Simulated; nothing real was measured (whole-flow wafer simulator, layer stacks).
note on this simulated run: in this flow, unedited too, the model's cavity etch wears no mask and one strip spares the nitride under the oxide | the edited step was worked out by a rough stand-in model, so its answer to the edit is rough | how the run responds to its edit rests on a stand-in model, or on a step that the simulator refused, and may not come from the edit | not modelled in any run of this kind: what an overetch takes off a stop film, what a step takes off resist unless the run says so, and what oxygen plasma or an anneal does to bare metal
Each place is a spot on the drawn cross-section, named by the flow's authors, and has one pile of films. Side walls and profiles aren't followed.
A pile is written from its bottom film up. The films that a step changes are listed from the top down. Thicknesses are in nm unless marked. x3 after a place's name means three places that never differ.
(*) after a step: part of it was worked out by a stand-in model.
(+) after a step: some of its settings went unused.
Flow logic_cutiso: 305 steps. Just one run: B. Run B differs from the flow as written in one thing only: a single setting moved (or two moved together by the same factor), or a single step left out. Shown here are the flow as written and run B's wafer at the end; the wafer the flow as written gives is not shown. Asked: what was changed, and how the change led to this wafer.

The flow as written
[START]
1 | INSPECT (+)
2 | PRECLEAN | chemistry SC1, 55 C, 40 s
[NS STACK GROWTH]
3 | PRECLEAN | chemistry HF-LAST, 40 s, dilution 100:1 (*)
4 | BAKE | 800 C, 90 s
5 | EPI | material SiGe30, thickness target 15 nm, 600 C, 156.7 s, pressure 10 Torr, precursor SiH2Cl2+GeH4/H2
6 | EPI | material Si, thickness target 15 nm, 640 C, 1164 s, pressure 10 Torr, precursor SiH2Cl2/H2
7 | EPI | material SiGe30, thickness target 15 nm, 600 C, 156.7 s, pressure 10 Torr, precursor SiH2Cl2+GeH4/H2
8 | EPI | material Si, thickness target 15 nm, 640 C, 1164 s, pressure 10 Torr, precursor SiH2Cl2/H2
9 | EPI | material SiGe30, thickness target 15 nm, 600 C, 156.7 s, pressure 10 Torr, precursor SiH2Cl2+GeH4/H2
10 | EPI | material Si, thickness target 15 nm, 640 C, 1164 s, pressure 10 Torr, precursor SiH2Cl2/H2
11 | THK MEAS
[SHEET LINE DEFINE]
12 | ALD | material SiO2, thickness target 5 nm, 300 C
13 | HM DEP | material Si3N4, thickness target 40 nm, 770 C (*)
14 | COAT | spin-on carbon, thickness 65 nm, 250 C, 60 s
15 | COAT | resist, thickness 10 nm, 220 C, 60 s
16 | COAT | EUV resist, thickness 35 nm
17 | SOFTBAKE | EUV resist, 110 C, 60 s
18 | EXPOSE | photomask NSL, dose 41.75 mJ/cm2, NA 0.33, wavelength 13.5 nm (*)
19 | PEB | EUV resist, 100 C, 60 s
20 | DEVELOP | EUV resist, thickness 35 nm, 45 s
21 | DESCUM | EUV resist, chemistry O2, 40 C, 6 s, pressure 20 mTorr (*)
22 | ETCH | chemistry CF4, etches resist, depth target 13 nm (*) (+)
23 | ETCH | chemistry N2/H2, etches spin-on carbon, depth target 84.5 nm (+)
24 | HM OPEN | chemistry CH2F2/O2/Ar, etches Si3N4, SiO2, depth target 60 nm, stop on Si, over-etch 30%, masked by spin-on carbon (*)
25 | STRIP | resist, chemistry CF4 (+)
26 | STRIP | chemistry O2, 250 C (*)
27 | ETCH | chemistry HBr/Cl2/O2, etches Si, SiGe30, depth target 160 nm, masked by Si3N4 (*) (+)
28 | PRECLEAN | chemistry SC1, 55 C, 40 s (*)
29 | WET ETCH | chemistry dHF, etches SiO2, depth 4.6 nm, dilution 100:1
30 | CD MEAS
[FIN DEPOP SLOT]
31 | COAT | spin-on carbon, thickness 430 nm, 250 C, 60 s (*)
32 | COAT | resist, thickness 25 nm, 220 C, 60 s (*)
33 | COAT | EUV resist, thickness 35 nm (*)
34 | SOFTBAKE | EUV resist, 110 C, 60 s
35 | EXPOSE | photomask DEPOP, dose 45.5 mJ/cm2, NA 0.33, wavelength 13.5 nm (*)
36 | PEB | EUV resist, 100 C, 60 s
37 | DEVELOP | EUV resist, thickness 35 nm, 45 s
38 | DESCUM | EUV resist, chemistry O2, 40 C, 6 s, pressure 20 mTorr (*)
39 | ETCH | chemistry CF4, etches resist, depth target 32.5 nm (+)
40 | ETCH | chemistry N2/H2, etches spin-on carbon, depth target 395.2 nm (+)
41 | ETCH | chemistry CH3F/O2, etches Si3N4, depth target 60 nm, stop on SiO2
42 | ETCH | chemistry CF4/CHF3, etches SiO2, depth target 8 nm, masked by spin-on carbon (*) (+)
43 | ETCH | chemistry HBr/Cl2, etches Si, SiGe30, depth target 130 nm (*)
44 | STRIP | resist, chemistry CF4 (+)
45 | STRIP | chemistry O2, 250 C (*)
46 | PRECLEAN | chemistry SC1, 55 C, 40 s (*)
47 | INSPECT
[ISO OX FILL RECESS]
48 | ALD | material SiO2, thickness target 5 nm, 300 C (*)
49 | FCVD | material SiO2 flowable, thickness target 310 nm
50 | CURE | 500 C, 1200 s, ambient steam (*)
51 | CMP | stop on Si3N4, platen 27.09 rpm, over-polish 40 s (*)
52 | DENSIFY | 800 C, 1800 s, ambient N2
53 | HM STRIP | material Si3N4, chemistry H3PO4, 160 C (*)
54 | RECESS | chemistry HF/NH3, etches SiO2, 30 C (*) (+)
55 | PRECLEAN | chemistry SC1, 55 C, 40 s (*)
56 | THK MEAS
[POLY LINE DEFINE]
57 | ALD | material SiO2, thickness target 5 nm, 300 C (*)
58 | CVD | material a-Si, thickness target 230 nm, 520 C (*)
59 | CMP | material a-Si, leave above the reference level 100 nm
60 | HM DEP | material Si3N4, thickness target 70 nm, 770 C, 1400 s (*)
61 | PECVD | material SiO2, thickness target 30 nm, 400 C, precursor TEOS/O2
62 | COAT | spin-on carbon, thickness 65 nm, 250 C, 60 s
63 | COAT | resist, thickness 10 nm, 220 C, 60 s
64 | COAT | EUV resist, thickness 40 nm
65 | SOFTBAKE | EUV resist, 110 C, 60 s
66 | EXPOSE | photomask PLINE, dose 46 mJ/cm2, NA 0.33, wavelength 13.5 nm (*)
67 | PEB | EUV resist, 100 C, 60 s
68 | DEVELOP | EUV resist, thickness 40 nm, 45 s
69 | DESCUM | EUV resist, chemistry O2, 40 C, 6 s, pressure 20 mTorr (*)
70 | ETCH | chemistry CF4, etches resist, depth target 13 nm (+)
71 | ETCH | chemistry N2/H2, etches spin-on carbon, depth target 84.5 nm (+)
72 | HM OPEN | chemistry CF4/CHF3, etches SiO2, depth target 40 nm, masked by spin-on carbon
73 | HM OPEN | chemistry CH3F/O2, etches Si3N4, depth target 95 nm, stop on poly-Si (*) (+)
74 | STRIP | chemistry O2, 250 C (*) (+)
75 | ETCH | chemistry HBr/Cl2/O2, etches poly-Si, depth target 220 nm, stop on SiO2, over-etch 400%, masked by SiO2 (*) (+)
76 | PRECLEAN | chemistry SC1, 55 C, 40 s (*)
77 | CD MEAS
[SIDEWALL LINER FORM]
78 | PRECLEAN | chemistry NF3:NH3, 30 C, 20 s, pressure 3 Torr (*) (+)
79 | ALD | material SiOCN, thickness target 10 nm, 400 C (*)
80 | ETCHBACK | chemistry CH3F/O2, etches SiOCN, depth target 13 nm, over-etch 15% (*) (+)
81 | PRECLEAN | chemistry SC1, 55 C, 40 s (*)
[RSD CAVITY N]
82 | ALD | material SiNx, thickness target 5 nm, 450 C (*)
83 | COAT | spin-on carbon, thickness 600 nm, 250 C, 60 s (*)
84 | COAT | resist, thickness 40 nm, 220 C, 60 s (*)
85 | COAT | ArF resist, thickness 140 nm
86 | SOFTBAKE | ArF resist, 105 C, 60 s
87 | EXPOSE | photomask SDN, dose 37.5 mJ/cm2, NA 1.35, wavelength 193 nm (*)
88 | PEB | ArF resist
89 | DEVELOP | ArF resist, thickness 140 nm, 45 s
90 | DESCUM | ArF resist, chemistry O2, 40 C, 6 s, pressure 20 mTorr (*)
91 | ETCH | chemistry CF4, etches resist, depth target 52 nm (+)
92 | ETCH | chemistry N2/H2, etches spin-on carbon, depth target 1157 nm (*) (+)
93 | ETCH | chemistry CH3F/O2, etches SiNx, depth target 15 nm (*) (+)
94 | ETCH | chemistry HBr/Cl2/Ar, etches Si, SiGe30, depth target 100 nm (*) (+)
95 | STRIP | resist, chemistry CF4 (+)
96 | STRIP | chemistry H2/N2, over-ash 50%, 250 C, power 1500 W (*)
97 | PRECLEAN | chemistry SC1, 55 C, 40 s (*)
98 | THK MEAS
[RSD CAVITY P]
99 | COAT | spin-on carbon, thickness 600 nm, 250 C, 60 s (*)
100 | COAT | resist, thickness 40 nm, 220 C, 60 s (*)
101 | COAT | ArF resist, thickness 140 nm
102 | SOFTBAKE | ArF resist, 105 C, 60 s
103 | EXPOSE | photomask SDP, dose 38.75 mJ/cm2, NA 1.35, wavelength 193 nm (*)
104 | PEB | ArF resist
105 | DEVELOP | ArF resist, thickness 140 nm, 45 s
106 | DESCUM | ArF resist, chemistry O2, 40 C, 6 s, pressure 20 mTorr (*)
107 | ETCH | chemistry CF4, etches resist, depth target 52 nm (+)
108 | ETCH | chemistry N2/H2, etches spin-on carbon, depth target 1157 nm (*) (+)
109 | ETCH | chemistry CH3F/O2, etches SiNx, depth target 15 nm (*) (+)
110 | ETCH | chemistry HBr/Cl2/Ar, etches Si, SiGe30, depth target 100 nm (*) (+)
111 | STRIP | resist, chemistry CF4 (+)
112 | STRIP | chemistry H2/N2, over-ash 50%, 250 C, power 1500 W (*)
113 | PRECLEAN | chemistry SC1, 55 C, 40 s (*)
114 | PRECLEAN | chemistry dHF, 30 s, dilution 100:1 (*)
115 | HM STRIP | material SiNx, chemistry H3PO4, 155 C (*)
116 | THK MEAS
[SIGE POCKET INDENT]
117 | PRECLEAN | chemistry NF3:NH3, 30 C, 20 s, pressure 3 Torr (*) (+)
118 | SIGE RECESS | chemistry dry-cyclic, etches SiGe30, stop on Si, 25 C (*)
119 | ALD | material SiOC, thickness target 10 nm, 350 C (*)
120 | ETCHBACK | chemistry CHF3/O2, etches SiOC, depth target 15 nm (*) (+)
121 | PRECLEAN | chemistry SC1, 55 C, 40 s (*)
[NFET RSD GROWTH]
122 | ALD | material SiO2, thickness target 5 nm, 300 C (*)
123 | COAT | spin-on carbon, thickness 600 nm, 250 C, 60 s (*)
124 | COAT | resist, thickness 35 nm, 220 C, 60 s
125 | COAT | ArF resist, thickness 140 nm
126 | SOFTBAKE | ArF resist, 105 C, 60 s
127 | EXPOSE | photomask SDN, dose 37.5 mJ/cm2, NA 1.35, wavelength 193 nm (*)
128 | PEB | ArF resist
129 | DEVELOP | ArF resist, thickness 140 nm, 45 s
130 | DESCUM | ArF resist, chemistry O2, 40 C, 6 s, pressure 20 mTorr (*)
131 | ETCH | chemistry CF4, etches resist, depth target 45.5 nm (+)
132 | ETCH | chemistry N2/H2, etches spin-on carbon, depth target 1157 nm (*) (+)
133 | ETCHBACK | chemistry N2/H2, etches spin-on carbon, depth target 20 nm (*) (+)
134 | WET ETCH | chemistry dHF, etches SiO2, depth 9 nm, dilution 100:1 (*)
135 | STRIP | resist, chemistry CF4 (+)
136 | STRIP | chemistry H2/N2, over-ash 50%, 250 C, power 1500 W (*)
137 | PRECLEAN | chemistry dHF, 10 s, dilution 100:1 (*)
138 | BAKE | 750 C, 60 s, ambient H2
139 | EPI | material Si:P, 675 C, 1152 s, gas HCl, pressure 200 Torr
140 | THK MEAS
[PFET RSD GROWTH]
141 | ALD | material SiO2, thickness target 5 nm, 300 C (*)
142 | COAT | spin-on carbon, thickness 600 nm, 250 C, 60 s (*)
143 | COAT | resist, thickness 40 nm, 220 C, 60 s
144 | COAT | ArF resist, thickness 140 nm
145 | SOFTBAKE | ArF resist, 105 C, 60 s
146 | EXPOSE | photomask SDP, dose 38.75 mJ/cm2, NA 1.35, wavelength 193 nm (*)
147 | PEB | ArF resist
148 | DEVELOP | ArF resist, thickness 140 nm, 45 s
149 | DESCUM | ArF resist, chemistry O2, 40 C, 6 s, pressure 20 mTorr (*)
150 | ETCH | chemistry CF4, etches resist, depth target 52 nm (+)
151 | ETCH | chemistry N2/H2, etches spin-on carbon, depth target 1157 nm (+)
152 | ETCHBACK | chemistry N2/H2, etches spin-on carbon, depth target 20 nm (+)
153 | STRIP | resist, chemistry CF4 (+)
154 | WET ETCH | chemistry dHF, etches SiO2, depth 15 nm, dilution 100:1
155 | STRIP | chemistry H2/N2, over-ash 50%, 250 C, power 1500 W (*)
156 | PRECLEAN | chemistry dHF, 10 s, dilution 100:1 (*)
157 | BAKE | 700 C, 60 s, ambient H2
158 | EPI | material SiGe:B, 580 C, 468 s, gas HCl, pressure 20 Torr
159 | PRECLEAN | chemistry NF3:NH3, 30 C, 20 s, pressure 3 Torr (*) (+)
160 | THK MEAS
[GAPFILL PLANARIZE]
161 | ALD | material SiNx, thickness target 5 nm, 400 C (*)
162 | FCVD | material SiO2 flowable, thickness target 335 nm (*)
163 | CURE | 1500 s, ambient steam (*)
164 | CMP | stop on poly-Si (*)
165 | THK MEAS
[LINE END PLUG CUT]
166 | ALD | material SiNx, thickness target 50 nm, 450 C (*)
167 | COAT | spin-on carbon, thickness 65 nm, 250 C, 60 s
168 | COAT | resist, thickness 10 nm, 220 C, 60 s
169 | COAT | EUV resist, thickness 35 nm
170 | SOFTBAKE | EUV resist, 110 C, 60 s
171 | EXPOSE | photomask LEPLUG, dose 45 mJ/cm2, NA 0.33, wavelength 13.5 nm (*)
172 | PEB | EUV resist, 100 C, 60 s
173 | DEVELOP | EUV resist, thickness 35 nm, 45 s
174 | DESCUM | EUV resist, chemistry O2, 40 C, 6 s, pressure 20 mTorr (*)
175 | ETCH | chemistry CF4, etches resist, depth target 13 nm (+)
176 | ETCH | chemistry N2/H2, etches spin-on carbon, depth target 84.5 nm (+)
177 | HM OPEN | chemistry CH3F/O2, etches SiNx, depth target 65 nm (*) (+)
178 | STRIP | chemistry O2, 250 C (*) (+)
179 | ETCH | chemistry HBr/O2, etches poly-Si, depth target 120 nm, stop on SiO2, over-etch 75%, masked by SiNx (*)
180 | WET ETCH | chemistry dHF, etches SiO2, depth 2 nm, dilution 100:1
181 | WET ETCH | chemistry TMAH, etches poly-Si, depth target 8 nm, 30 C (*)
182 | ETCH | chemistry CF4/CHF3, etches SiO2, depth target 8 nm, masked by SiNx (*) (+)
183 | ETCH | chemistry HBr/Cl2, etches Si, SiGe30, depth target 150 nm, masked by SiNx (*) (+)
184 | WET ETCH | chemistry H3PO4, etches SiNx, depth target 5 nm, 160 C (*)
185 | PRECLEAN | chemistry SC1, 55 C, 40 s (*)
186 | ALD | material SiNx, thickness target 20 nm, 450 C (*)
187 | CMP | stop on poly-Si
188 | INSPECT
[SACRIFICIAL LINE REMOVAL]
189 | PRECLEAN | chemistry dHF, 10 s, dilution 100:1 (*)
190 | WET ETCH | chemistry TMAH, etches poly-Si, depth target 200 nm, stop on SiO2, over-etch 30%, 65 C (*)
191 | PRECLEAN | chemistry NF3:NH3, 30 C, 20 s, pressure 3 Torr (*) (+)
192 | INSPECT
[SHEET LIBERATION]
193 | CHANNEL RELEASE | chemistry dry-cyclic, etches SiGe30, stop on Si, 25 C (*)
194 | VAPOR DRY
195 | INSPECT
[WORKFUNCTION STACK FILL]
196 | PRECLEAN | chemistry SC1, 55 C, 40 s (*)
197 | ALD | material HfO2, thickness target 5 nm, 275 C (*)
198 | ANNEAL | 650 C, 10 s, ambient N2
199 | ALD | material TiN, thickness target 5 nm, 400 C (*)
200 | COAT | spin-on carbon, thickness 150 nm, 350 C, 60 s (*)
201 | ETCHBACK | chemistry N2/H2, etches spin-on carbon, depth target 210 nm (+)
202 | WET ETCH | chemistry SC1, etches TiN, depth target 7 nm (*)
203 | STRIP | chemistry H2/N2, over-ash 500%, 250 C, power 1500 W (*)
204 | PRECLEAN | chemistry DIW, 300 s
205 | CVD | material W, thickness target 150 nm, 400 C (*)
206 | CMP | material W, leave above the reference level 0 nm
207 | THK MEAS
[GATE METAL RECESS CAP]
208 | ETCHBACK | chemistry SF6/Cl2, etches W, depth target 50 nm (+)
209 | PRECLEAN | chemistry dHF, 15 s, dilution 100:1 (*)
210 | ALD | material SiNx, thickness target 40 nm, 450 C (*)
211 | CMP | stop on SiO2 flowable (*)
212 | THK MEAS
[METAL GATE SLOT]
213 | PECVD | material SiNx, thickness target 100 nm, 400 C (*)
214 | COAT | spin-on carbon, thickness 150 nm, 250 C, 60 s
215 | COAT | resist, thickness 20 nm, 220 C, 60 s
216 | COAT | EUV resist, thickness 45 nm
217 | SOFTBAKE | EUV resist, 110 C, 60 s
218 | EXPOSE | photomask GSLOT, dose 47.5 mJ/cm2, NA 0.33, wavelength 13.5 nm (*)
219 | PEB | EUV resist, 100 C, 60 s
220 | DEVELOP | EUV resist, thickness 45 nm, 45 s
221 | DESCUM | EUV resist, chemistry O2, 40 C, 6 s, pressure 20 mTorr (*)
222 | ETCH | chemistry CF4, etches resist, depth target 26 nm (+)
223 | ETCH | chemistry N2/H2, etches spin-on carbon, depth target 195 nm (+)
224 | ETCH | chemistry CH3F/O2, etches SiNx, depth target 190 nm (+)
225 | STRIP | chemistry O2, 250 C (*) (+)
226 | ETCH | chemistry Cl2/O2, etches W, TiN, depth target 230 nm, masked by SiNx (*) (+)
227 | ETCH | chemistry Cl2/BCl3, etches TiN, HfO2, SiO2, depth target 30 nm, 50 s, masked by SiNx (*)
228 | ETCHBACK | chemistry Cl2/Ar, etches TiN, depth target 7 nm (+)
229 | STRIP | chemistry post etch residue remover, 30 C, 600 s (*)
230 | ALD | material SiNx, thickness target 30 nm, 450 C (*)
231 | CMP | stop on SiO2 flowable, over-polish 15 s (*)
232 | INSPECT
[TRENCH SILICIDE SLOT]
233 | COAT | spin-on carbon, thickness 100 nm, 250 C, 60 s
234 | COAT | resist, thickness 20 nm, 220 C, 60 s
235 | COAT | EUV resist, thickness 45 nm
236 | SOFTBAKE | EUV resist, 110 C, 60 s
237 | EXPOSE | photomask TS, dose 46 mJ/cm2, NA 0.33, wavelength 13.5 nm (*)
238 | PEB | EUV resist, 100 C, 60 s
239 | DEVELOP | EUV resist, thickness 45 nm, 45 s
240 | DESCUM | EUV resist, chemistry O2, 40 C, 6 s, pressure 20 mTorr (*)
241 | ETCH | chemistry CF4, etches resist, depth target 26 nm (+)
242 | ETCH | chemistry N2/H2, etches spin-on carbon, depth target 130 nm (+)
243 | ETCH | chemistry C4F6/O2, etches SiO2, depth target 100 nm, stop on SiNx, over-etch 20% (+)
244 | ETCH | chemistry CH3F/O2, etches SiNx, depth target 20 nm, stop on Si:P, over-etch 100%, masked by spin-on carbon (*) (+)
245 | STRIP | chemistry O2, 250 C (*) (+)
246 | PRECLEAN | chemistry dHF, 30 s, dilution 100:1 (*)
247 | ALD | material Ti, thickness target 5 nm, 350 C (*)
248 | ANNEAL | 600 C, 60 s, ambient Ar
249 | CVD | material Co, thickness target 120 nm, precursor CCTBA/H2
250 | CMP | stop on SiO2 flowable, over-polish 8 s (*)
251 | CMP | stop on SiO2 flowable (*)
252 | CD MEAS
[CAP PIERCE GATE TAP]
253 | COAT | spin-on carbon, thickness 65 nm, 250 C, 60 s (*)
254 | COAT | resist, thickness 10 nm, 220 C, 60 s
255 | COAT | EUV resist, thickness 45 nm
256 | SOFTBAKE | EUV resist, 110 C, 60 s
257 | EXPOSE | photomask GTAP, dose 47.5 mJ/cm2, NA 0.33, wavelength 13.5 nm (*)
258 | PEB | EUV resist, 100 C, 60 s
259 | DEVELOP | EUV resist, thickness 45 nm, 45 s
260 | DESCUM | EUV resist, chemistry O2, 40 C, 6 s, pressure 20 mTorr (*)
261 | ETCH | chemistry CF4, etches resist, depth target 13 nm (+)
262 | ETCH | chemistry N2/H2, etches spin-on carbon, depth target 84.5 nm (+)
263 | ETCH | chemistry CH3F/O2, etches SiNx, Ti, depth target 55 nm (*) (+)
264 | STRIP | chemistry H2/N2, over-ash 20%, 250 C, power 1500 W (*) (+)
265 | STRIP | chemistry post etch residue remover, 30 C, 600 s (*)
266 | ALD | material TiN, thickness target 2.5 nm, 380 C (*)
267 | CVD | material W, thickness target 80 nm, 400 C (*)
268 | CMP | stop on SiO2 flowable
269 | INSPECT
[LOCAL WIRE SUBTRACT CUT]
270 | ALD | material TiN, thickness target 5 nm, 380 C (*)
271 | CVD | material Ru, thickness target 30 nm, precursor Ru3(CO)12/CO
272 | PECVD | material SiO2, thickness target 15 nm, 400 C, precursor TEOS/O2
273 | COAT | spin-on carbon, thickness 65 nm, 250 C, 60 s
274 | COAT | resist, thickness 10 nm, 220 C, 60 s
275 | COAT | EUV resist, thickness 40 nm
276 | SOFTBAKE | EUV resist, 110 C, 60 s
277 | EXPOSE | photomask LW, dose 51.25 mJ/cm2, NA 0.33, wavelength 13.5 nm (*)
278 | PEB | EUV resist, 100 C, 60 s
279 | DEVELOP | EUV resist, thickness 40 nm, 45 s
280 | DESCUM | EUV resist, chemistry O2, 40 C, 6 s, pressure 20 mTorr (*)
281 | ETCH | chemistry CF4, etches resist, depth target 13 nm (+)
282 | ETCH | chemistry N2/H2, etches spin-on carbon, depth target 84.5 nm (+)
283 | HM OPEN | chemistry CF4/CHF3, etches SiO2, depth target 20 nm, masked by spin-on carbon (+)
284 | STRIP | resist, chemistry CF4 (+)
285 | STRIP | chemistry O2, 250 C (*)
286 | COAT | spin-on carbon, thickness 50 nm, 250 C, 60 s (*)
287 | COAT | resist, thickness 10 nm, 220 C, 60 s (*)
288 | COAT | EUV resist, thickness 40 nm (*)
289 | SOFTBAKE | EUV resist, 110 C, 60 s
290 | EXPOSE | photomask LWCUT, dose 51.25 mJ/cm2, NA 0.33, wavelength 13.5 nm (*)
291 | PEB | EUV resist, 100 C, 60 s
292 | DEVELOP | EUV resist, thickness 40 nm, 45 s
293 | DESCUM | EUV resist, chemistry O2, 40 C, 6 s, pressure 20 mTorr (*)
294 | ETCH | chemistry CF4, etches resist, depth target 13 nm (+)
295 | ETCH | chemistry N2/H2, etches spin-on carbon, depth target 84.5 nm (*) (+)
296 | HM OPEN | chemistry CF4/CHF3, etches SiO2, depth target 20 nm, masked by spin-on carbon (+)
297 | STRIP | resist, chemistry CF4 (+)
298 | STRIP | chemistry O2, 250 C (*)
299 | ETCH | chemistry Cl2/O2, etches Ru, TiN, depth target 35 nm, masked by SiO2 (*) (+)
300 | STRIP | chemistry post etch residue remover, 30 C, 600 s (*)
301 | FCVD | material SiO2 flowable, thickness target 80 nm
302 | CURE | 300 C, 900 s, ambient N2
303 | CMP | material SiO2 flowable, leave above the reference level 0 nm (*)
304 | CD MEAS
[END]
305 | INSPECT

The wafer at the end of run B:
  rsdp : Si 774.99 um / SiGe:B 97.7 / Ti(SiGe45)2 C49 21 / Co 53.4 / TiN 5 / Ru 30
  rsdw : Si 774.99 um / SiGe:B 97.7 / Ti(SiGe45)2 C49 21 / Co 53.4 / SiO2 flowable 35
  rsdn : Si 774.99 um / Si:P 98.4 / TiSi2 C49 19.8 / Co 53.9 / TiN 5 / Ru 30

The reason: step 247, ALD: thickness target 7.8 nm was run, though the flow has thickness target 5 nm.

How this came from the change, step by step:
  247 | ALD | material Ti, thickness target 5 nm, 350 C (*)
      depop, dpovl, gfld and 19 more: Ti gains 7.8 (new film) (as written it would have been: Ti gains 5 (new film))
  248 | ANNEAL | 600 C, 60 s, ambient Ar
      rsdp, rsdw: Ti(SiGe45)2 C49 gains 21 (new film), Ti loses 7.8 (all of it), SiGe:B loses 18.7 (as written it would have been: Ti(SiGe45) first gains 8.95 (new film), Ti loses 5 (all of it), SiGe:B loses 5.98)
      rsdn: TiSi2 C49 gains 19.8 (new film), Ti loses 7.8 (all of it), Si:P loses 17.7 (as written it would have been: TiSi2 C49 gains 12.7 (new film), Ti loses 5 (all of it), Si:P loses 11.3)
  250 | CMP | stop on SiO2 flowable, over-polish 8 s (*)
      iso: Co loses 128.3 (all of it), Ti loses 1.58 (as written it would have been: Co loses 127.1)
      rsdx: Co loses 127.9 (all of it), Ti loses 2.65 (as written it would have been: Co loses 127.9 (all of it))
      (and at 20 other places as well)
  251 | CMP | stop on SiO2 flowable (*)
      iso: Ti loses 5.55 (as written it would have been: Co loses 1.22 (all of it), Ti loses 4.34)
